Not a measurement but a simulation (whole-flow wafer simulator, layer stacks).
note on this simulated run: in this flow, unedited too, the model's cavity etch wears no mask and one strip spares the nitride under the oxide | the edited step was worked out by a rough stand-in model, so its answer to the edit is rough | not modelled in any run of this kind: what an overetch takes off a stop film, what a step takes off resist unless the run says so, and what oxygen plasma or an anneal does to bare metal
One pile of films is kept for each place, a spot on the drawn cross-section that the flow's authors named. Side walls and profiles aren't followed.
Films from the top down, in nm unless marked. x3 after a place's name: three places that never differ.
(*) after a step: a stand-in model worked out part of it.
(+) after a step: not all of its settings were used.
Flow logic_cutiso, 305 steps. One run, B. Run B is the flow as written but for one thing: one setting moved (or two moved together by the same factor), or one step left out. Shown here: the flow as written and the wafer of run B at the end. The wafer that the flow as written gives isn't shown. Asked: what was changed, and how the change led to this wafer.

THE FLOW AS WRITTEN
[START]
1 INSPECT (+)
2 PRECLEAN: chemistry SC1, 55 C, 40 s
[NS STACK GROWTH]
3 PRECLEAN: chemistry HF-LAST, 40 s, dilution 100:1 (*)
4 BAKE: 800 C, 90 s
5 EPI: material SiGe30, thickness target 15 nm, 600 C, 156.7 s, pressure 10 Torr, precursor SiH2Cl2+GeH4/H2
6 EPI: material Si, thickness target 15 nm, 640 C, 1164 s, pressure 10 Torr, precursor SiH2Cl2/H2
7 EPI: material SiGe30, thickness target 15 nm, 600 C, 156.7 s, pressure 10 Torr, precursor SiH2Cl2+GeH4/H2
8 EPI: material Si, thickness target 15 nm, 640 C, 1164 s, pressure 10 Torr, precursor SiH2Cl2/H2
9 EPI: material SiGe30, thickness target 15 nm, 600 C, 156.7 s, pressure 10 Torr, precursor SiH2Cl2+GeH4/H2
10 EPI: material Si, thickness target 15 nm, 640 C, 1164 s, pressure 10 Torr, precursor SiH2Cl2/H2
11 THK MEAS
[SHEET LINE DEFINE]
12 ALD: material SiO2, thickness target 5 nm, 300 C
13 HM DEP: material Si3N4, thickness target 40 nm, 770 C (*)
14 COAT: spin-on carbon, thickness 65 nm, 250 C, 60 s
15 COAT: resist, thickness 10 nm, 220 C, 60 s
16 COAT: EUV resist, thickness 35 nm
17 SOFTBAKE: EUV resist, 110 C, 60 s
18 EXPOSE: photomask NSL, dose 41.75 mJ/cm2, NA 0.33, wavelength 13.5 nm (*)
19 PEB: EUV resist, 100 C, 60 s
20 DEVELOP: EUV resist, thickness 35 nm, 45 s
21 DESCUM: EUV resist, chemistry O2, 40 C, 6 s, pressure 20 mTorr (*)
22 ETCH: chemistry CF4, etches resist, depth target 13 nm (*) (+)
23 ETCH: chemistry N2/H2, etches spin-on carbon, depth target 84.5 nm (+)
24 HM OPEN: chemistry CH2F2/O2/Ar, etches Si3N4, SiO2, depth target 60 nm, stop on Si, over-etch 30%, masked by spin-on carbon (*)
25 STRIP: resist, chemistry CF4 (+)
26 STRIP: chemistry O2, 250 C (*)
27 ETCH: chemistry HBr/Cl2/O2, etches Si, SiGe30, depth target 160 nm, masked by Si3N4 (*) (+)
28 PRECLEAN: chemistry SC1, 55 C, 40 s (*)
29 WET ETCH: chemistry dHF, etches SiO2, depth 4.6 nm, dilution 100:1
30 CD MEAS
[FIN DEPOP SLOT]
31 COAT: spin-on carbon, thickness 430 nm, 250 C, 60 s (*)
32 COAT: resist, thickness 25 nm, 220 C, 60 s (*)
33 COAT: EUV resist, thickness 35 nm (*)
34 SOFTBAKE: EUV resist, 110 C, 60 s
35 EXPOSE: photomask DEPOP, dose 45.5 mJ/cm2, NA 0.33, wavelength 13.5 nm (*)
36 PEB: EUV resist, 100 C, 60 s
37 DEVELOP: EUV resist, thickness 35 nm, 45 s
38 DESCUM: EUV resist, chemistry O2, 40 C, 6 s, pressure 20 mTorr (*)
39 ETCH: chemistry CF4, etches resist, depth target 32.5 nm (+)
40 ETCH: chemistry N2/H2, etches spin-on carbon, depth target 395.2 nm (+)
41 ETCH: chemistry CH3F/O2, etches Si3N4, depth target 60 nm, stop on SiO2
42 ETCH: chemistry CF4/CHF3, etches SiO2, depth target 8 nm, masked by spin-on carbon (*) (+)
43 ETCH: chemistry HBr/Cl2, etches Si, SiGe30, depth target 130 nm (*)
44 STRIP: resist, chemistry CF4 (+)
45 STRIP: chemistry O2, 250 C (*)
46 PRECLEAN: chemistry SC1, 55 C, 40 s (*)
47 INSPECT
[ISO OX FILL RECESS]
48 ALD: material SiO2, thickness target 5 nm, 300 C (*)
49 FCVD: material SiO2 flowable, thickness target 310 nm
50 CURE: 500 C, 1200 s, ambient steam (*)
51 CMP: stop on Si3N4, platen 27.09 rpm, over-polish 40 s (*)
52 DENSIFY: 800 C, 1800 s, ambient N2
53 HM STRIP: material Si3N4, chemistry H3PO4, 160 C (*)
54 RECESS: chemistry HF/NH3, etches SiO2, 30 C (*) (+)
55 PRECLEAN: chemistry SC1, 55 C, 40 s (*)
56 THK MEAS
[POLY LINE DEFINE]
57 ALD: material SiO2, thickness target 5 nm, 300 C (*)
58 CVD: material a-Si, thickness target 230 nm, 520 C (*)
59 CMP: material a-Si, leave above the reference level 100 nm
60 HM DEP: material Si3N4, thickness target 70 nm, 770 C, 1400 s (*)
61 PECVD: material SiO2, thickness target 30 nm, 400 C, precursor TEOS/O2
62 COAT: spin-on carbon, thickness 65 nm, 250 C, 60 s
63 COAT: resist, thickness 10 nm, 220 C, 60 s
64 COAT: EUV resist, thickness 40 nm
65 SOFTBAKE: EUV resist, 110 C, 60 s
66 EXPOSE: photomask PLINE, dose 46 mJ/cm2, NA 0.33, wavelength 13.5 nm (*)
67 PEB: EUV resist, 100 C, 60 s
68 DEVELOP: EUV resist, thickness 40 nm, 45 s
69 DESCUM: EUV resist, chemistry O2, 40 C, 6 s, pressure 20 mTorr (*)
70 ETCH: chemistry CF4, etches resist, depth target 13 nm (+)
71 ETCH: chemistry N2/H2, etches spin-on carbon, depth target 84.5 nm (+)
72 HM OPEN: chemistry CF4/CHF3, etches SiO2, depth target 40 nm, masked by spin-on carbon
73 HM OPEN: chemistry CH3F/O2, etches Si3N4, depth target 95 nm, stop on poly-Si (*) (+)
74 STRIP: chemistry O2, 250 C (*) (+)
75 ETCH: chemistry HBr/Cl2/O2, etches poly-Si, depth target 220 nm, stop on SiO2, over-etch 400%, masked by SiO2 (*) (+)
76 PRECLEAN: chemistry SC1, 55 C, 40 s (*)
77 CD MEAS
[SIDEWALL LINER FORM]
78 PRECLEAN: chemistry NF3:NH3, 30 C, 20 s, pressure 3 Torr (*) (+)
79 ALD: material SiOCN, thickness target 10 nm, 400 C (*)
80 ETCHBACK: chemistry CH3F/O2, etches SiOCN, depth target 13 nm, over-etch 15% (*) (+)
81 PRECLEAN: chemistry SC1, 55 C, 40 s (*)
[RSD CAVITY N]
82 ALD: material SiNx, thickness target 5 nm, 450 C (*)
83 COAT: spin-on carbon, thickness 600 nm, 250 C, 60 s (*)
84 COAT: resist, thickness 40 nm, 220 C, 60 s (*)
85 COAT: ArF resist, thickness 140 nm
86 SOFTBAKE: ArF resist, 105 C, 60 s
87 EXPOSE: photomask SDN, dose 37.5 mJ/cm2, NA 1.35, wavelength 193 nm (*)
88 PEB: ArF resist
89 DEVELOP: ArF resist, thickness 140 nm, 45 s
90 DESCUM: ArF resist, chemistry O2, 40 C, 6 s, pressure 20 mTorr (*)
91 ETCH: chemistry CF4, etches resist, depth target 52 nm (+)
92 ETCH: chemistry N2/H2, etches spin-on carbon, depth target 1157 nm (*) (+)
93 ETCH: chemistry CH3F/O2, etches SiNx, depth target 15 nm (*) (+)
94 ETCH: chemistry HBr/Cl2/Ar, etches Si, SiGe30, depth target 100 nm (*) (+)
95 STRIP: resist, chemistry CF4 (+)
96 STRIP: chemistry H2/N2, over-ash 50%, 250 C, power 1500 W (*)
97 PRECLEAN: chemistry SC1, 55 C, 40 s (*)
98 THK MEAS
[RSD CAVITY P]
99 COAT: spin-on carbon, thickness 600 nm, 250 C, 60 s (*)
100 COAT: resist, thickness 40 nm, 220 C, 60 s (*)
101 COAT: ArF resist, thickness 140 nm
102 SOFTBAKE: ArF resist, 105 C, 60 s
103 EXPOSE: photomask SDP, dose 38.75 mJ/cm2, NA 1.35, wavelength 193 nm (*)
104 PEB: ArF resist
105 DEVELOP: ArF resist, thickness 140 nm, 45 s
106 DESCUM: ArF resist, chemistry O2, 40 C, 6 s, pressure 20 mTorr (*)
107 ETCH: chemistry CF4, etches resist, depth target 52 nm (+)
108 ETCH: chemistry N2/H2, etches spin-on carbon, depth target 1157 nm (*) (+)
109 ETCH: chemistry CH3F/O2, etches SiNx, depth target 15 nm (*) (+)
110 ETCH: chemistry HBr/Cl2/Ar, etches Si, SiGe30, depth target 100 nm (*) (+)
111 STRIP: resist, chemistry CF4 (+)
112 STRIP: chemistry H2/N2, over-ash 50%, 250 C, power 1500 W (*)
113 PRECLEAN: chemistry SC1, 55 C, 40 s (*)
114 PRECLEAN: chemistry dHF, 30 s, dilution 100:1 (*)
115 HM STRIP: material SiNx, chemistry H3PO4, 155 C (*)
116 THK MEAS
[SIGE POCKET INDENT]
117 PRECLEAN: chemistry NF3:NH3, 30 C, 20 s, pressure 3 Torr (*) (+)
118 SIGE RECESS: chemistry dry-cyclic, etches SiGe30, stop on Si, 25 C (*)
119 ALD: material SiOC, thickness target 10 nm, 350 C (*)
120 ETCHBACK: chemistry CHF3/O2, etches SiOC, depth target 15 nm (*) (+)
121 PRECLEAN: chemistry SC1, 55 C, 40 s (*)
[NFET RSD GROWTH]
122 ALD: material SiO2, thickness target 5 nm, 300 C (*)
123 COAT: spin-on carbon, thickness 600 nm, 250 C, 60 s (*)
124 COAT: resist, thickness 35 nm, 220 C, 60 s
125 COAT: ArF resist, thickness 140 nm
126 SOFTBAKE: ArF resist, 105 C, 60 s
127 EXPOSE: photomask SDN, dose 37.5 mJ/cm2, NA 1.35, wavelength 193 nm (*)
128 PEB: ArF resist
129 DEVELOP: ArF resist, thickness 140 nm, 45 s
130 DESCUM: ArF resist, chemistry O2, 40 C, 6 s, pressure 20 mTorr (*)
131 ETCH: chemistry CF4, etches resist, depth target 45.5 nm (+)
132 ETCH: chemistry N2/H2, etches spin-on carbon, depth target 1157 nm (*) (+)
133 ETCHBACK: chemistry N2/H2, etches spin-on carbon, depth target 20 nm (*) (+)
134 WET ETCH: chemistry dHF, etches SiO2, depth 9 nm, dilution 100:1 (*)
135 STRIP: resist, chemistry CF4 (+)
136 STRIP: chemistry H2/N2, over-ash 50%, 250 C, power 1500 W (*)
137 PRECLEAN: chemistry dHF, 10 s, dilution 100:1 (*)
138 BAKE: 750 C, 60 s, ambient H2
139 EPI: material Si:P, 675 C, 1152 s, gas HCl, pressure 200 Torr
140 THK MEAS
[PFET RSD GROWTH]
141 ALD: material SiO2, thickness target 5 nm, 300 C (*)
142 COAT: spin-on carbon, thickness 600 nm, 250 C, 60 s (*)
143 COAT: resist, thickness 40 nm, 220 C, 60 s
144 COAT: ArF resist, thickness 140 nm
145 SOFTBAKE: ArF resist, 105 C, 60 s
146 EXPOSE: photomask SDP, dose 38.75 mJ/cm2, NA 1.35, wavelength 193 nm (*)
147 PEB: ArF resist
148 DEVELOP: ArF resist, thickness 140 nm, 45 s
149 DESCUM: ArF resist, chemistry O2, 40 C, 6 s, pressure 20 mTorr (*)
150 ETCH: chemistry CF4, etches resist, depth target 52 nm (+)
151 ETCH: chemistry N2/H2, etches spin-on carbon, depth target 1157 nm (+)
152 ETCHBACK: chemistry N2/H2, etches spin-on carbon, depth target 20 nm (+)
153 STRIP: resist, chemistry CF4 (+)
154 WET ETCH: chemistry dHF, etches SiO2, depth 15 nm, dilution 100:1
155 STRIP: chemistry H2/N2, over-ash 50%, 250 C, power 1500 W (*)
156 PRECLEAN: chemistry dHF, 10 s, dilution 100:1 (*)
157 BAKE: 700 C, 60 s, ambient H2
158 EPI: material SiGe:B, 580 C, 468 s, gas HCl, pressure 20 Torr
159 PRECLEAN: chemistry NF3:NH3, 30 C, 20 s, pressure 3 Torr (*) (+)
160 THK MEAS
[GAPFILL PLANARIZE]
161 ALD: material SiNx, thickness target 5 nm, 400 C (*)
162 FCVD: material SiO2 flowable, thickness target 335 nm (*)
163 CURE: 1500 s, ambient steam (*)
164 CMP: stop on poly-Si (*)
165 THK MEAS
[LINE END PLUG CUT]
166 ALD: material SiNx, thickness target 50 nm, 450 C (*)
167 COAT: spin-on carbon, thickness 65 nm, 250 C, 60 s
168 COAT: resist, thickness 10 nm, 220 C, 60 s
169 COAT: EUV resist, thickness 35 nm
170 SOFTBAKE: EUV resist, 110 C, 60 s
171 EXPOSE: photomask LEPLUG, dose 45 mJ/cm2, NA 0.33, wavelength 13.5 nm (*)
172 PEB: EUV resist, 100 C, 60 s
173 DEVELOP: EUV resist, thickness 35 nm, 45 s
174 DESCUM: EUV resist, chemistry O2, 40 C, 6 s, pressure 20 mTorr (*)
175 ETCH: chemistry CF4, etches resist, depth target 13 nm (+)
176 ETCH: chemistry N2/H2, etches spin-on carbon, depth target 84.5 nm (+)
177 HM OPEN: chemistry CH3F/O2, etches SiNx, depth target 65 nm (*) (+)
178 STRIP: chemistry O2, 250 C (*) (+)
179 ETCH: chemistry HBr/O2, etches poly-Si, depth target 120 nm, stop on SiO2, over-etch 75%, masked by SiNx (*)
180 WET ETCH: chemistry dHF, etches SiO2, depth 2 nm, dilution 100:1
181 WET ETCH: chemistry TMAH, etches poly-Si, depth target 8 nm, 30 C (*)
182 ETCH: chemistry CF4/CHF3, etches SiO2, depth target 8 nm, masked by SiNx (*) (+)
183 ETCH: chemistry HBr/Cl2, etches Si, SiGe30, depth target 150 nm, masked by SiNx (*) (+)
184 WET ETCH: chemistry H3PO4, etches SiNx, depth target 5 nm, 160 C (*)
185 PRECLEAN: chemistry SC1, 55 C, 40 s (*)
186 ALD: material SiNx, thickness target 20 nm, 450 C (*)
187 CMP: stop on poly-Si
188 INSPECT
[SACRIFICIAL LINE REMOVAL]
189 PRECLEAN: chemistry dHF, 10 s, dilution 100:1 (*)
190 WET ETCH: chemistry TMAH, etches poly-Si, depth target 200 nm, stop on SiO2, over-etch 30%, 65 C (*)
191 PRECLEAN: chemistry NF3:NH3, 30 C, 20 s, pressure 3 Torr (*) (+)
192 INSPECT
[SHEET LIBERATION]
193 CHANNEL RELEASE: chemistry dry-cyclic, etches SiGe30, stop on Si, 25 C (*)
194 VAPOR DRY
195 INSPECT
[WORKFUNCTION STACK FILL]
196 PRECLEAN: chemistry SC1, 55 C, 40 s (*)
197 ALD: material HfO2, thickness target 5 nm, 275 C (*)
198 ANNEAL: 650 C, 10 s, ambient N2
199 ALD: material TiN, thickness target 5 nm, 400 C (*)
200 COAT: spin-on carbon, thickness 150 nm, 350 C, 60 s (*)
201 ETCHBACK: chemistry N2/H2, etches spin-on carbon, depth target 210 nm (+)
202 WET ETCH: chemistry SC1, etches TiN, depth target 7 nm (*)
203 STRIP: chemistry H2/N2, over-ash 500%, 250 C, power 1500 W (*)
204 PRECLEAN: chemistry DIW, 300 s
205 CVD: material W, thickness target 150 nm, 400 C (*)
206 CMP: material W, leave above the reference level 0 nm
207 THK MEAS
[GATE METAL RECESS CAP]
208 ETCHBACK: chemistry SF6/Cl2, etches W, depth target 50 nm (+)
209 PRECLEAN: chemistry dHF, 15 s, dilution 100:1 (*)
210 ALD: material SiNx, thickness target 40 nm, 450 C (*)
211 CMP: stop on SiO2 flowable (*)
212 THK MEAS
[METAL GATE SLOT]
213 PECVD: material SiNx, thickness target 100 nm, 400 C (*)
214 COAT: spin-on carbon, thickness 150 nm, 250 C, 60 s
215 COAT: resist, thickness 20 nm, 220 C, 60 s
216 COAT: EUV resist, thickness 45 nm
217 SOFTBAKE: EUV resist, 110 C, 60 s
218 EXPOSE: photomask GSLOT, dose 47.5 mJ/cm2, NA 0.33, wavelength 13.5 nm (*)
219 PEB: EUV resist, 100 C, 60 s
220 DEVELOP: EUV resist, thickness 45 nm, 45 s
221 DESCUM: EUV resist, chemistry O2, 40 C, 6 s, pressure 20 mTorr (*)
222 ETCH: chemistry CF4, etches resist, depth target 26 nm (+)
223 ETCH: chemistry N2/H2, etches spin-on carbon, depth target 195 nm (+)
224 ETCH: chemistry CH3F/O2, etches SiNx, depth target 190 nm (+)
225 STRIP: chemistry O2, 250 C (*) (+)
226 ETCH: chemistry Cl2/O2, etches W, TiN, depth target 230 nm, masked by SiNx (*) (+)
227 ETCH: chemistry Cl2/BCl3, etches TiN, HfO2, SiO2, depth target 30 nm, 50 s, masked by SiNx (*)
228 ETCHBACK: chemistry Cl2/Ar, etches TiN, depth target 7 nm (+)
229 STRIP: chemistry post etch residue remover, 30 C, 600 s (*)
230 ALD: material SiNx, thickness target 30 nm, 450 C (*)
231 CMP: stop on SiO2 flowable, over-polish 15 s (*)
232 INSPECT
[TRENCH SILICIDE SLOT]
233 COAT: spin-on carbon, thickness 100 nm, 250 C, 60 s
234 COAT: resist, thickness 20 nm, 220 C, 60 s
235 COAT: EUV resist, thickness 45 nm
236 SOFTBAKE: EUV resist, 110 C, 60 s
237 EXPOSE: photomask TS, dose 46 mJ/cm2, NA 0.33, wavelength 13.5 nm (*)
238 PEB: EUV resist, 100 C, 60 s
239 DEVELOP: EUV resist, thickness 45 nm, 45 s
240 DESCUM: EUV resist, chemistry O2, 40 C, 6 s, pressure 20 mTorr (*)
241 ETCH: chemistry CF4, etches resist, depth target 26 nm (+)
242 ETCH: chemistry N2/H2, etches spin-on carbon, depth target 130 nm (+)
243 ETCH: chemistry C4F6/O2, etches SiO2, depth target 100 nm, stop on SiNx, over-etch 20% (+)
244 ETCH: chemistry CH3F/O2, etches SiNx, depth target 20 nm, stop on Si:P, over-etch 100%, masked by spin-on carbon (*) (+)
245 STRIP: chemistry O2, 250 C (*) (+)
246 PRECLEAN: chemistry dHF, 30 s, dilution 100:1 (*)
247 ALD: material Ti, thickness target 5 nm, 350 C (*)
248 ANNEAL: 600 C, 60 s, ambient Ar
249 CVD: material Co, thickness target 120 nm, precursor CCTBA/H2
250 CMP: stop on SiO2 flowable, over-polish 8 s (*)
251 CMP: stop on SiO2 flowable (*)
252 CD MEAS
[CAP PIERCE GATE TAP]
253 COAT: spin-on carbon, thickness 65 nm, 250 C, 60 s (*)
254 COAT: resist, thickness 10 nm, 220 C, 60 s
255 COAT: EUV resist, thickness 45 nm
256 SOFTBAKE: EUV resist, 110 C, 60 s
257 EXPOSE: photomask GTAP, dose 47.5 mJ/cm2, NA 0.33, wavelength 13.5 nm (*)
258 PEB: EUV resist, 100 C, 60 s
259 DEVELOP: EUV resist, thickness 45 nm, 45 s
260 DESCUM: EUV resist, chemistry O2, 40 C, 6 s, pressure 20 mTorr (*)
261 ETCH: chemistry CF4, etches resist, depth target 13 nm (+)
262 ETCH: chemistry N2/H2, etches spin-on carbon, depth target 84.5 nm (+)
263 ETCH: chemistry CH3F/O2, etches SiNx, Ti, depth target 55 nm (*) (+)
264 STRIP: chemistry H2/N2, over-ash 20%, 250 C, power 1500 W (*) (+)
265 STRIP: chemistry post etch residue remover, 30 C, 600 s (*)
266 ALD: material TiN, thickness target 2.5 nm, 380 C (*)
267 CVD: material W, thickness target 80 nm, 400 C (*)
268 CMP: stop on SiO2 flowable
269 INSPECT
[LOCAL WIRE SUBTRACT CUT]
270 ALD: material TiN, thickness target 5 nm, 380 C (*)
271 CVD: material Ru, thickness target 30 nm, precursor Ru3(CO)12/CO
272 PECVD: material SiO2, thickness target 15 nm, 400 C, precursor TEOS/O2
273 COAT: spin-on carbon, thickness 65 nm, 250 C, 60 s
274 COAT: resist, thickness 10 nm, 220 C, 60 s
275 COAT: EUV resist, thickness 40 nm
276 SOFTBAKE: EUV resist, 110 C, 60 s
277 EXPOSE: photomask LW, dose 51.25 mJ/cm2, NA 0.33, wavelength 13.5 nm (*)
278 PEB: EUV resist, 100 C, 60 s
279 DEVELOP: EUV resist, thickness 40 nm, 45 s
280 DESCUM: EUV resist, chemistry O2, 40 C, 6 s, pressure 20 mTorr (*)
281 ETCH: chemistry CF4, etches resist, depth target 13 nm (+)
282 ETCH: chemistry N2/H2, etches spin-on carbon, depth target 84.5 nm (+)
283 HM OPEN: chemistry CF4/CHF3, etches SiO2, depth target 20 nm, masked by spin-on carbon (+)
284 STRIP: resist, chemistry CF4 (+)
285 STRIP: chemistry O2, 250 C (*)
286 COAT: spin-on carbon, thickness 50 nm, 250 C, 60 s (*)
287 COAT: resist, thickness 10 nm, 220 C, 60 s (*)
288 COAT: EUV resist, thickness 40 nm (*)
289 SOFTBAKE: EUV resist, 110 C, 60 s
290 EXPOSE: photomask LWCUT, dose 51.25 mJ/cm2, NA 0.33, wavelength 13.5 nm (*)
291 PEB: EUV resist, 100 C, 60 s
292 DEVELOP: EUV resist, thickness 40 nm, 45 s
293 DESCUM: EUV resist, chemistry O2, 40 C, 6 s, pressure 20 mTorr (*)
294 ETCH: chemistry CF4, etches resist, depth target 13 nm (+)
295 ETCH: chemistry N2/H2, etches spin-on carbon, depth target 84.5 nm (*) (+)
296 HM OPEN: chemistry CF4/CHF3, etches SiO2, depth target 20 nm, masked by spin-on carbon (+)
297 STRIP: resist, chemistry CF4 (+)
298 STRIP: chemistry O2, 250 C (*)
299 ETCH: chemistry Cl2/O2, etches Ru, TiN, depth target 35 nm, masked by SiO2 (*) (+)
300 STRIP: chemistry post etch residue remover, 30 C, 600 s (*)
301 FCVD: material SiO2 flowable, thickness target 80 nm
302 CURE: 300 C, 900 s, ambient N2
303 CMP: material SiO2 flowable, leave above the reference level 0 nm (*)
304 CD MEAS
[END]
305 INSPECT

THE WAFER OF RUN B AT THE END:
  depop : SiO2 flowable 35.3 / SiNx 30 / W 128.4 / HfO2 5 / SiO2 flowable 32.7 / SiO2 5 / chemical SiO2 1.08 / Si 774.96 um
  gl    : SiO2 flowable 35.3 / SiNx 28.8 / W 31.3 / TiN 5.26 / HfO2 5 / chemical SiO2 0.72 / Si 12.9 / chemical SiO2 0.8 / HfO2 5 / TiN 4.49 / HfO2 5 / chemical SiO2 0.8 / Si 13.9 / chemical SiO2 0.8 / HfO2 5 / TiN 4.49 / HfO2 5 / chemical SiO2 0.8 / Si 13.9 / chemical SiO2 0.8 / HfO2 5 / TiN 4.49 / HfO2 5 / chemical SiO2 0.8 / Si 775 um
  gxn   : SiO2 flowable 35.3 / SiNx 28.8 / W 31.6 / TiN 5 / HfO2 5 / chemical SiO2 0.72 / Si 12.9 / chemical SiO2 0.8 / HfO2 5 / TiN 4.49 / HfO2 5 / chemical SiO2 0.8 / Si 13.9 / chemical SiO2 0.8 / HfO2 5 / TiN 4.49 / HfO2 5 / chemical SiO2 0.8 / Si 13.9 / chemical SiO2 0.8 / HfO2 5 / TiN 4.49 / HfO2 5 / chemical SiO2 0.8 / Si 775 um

The cause: step 162, FCVD: thickness target 142.4 nm was run, where the flow has thickness target 335 nm.

How the change led to this, step by step:
  162 FCVD: material SiO2 flowable, thickness target 335 nm (*)
      depop, dpovl, isow, ns, nsgap: SiO2 flowable +142.4 (new film) (as written it would be: SiO2 flowable +335 (new film))
      rsdn, rsdp, rsdw, rsdx: SiO2 flowable +231.3 (new film) (as written it would be: SiO2 flowable +423.9 (new film))
      (and at 13 more places)
  163 CURE: 1500 s, ambient steam (*)
      depop, dpovl, isow, ns, nsgap: SiO2 flowable -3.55 (as written it would be: SiO2 flowable -8.24)
      gfld: SiO2 flowable -3.33 (as written it would be: SiO2 flowable -7.46)
      (and at 16 more places)
  164 CMP: stop on poly-Si (*)
      depop, dpovl, isow, ns, nsgap: SiO2 flowable -138.9 (all of it), SiNx -5 (all of it), SiO2 -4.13 (all of it), Si3N4 -70 (all of it) (as written it would be: SiO2 flowable -326.8 (all of it), SiNx -5 (all of it), SiO2 -4.13 (all of it), Si3N4 -70 (all of it))
      lnr, lnrt: SiO2 flowable -72.8 (all of it), SiNx -5 (all of it), SiOCN -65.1 (as written it would be: SiO2 flowable -260.9 (all of it), SiNx -5 (all of it), SiOCN -65.1)
      (and at 15 more places)
  250 CMP: stop on SiO2 flowable, over-polish 8 s (*)
      iso: Co -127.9 (all of it) (as written it would be: Co -127.1)
  251 CMP: stop on SiO2 flowable (*)
      iso: Ti -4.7 (as written it would be: Co -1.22 (all of it), Ti -4.34)
